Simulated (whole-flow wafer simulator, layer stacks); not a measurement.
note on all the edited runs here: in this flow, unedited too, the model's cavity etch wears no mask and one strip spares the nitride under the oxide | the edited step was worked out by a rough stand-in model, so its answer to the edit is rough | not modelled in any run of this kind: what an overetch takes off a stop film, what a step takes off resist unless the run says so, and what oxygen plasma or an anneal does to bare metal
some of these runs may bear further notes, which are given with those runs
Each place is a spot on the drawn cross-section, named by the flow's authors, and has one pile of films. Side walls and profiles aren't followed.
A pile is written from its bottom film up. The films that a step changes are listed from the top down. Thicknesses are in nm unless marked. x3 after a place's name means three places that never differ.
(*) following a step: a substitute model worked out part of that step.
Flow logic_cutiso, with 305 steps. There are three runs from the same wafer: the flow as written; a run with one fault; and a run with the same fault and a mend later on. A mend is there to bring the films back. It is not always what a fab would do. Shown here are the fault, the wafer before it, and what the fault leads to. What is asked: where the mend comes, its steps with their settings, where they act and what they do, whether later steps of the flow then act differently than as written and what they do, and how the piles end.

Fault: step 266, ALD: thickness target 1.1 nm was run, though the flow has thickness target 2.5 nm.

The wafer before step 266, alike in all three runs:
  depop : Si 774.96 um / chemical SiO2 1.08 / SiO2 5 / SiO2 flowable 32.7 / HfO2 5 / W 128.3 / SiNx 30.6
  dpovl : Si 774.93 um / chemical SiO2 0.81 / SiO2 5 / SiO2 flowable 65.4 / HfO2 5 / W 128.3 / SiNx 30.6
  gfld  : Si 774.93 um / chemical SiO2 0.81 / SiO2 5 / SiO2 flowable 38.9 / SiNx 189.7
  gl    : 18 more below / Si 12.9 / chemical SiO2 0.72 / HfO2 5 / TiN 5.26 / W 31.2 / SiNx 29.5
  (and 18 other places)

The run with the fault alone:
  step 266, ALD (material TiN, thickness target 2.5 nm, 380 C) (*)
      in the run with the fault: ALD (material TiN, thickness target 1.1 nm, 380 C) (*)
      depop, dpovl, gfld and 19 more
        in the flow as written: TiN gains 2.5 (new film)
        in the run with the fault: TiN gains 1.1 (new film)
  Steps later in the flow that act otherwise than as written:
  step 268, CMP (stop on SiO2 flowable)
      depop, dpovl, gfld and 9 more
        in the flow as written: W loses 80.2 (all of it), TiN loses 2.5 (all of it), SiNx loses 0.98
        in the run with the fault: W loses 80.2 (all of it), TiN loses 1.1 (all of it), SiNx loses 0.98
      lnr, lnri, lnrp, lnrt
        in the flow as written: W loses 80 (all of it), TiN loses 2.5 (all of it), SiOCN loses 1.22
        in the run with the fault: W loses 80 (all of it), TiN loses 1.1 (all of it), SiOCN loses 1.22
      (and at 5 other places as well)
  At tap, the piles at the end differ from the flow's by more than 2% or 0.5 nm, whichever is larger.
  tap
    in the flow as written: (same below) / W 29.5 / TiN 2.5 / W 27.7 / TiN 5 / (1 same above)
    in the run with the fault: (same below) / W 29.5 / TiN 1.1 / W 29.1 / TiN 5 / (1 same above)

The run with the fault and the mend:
  The mend follows step 266.
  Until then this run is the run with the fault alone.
  step 266a, ALD (material TiN, thickness target 1.4 nm, 380 C) (*) (the flow's step 266, run once more with other settings)
      depop, dpovl, gfld and 19 more
        TiN gains 1.4
  None of the later steps of the flow acts differently than as written at any place that is followed.
  The piles end the same as the flow's at every place that both follow.
